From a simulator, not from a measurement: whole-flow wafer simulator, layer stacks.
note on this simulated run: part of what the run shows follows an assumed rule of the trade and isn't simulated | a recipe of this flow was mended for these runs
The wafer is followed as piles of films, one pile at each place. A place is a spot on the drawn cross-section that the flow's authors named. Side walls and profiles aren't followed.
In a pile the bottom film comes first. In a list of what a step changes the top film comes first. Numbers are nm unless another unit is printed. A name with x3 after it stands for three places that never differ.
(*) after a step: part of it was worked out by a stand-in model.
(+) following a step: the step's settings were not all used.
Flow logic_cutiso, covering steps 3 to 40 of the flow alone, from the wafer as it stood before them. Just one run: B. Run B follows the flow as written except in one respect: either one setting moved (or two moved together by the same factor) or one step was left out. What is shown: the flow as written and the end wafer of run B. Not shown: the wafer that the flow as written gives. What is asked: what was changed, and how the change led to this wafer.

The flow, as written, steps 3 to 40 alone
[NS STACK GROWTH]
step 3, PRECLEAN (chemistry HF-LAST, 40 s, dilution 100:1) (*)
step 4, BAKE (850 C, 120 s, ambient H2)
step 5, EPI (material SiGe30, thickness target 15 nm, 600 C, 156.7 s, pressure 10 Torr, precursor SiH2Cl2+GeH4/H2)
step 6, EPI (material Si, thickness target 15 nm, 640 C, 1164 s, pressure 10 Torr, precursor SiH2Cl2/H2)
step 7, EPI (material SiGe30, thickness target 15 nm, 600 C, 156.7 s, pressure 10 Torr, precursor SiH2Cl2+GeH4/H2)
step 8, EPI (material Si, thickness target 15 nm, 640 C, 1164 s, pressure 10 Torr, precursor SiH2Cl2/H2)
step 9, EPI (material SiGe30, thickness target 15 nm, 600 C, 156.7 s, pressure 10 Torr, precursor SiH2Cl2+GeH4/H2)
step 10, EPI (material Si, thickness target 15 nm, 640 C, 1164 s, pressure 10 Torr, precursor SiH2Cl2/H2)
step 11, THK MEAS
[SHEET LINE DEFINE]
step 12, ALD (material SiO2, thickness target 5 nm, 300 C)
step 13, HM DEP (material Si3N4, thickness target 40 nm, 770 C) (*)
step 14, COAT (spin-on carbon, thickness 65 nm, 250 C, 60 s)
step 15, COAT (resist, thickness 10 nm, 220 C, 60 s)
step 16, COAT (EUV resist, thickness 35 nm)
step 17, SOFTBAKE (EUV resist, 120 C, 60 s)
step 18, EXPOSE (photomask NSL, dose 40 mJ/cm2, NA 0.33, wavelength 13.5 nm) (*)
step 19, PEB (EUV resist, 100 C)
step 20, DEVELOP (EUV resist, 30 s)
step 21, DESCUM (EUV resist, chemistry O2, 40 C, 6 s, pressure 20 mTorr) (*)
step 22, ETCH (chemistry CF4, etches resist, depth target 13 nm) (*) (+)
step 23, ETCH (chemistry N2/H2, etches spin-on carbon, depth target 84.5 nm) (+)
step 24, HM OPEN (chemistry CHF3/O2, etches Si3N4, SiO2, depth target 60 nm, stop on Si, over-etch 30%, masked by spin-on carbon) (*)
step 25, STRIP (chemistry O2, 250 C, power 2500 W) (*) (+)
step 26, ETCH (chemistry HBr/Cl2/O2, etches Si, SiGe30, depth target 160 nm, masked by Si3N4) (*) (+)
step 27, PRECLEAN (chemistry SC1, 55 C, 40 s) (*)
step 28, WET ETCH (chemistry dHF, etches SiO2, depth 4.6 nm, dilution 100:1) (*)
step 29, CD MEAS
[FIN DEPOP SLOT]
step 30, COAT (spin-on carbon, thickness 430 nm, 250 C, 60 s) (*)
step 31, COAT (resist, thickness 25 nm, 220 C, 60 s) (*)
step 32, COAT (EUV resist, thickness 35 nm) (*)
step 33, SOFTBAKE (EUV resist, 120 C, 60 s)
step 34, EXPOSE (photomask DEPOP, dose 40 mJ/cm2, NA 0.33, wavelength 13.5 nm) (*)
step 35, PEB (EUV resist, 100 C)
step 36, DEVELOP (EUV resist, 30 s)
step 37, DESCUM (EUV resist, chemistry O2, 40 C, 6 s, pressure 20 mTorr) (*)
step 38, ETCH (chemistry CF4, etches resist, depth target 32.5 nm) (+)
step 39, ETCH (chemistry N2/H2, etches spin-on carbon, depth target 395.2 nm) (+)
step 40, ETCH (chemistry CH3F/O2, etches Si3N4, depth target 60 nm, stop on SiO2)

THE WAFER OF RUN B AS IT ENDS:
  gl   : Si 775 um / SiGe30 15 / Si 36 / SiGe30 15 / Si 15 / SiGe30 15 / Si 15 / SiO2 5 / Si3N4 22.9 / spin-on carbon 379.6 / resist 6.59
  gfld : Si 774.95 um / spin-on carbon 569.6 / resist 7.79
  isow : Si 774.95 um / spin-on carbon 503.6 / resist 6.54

The reason: step 6, EPI: thickness target 36 nm was run, though the flow has thickness target 15 nm; step 6, EPI: 2795 s was run, where the flow has 1164 s.
The wafer lets one read it off: gl has Si 36, and step 6 as written asks for 15 nm.

Step by step, how the change led to this:
  step 6, EPI (material Si, thickness target 15 nm, 640 C, 1164 s, pressure 10 Torr, precursor SiH2Cl2/H2)
      depop, dpovl, gfld and 19 more: Si gains 36 (new film) (as written it would have been: Si gains 15 (new film))
  step 26, ETCH (chemistry HBr/Cl2/O2, etches Si, SiGe30, depth target 160 nm, masked by Si3N4) (*) (+)
      dpovl, gfld, gxf, iso, isow, lnri, nsgap: chemical SiO2 loses 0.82 (all of it), Si loses 12 (all of it), SiGe30 loses 15 (all of it), Si loses 15 (all of it), SiGe30 loses 15 (all of it), Si loses 36 (all of it), SiGe30 loses 15 (all of it), Si loses 52 (as written it would have been: chemical SiO2 loses 0.82 (all of it), Si loses 12 (all of it), SiGe30 loses 15 (all of it), Si loses 15 (all of it), SiGe30 loses 15 (all of it), Si loses 15 (all of it), SiGe30 loses 15 (all of it), Si loses 73)
